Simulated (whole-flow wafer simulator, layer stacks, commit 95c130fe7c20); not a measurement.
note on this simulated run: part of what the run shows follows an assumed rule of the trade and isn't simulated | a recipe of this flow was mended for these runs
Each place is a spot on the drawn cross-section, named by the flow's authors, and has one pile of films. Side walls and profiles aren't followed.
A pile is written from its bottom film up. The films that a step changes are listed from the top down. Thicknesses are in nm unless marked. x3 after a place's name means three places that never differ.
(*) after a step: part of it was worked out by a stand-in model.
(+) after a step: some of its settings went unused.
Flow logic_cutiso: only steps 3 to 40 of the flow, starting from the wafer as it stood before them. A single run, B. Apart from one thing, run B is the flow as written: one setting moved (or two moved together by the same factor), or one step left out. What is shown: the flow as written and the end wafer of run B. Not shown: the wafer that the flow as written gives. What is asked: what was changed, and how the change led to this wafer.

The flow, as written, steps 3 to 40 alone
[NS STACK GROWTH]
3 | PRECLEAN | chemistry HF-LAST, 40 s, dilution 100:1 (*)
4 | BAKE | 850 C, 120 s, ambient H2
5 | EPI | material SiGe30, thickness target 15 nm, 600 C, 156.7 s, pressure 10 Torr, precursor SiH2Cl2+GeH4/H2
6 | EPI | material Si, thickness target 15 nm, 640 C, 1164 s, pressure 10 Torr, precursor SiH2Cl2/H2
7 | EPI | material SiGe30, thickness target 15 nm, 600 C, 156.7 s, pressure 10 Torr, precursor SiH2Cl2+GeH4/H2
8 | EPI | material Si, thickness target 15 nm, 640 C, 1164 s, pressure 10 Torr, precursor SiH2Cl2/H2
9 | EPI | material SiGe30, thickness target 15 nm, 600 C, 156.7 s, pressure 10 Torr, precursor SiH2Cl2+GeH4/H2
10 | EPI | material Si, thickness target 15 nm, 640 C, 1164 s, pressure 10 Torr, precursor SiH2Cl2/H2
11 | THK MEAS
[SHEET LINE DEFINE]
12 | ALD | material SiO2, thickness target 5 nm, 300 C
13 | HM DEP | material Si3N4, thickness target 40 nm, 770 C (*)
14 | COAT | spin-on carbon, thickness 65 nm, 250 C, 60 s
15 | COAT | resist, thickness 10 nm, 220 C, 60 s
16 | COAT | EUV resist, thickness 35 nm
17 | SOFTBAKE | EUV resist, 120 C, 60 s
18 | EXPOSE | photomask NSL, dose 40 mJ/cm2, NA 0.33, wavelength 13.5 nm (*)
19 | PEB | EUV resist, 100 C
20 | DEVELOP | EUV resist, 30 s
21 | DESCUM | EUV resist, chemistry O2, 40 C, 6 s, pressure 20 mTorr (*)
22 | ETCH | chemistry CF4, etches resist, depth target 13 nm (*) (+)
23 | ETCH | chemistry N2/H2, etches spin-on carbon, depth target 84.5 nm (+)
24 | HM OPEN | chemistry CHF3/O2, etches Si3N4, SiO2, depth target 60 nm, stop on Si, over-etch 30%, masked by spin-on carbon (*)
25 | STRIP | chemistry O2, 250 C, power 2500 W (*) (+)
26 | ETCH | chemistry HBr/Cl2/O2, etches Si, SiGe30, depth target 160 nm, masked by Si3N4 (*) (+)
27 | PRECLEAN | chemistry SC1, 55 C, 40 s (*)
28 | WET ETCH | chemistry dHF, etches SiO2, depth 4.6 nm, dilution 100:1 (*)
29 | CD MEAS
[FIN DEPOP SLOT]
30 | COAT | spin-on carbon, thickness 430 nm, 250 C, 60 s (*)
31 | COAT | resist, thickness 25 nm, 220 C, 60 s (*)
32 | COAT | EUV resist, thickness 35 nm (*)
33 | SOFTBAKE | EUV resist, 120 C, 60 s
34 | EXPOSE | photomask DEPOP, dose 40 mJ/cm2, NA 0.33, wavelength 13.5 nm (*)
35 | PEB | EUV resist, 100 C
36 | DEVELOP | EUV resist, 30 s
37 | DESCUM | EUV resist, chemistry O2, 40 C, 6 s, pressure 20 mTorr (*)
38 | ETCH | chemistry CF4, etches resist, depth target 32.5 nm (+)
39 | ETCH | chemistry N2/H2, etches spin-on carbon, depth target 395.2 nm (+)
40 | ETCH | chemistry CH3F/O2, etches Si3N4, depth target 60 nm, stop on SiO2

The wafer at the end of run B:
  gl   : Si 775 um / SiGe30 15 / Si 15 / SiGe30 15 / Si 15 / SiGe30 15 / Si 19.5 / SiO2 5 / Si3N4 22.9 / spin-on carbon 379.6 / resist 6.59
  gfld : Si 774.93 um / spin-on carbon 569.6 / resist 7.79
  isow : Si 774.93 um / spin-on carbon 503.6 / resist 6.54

Cause: step 10, EPI: thickness target 19.5 nm was run, though the flow has thickness target 15 nm; step 10, EPI: 1514 s was run, where the flow has 1164 s.
The wafer lets one read it off: gl has Si 19.5, and step 10 as written asks for 15 nm.

How this came from the change, step by step:
  10 | EPI | material Si, thickness target 15 nm, 640 C, 1164 s, pressure 10 Torr, precursor SiH2Cl2/H2
      depop, dpovl, gfld and 19 more: Si gains 19.5 (new film) (as written it would have been: Si gains 15 (new film))
  26 | ETCH | chemistry HBr/Cl2/O2, etches Si, SiGe30, depth target 160 nm, masked by Si3N4 (*) (+)
      dpovl, gfld, gxf, iso, isow, lnri, nsgap: chemical SiO2 loses 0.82 (all of it), Si loses 16.5 (all of it), SiGe30 loses 15 (all of it), Si loses 15 (all of it), SiGe30 loses 15 (all of it), Si loses 15 (all of it), SiGe30 loses 15 (all of it), Si loses 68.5 (as written it would have been: chemical SiO2 loses 0.82 (all of it), Si loses 12 (all of it), SiGe30 loses 15 (all of it), Si loses 15 (all of it), SiGe30 loses 15 (all of it), Si loses 15 (all of it), SiGe30 loses 15 (all of it), Si loses 73)
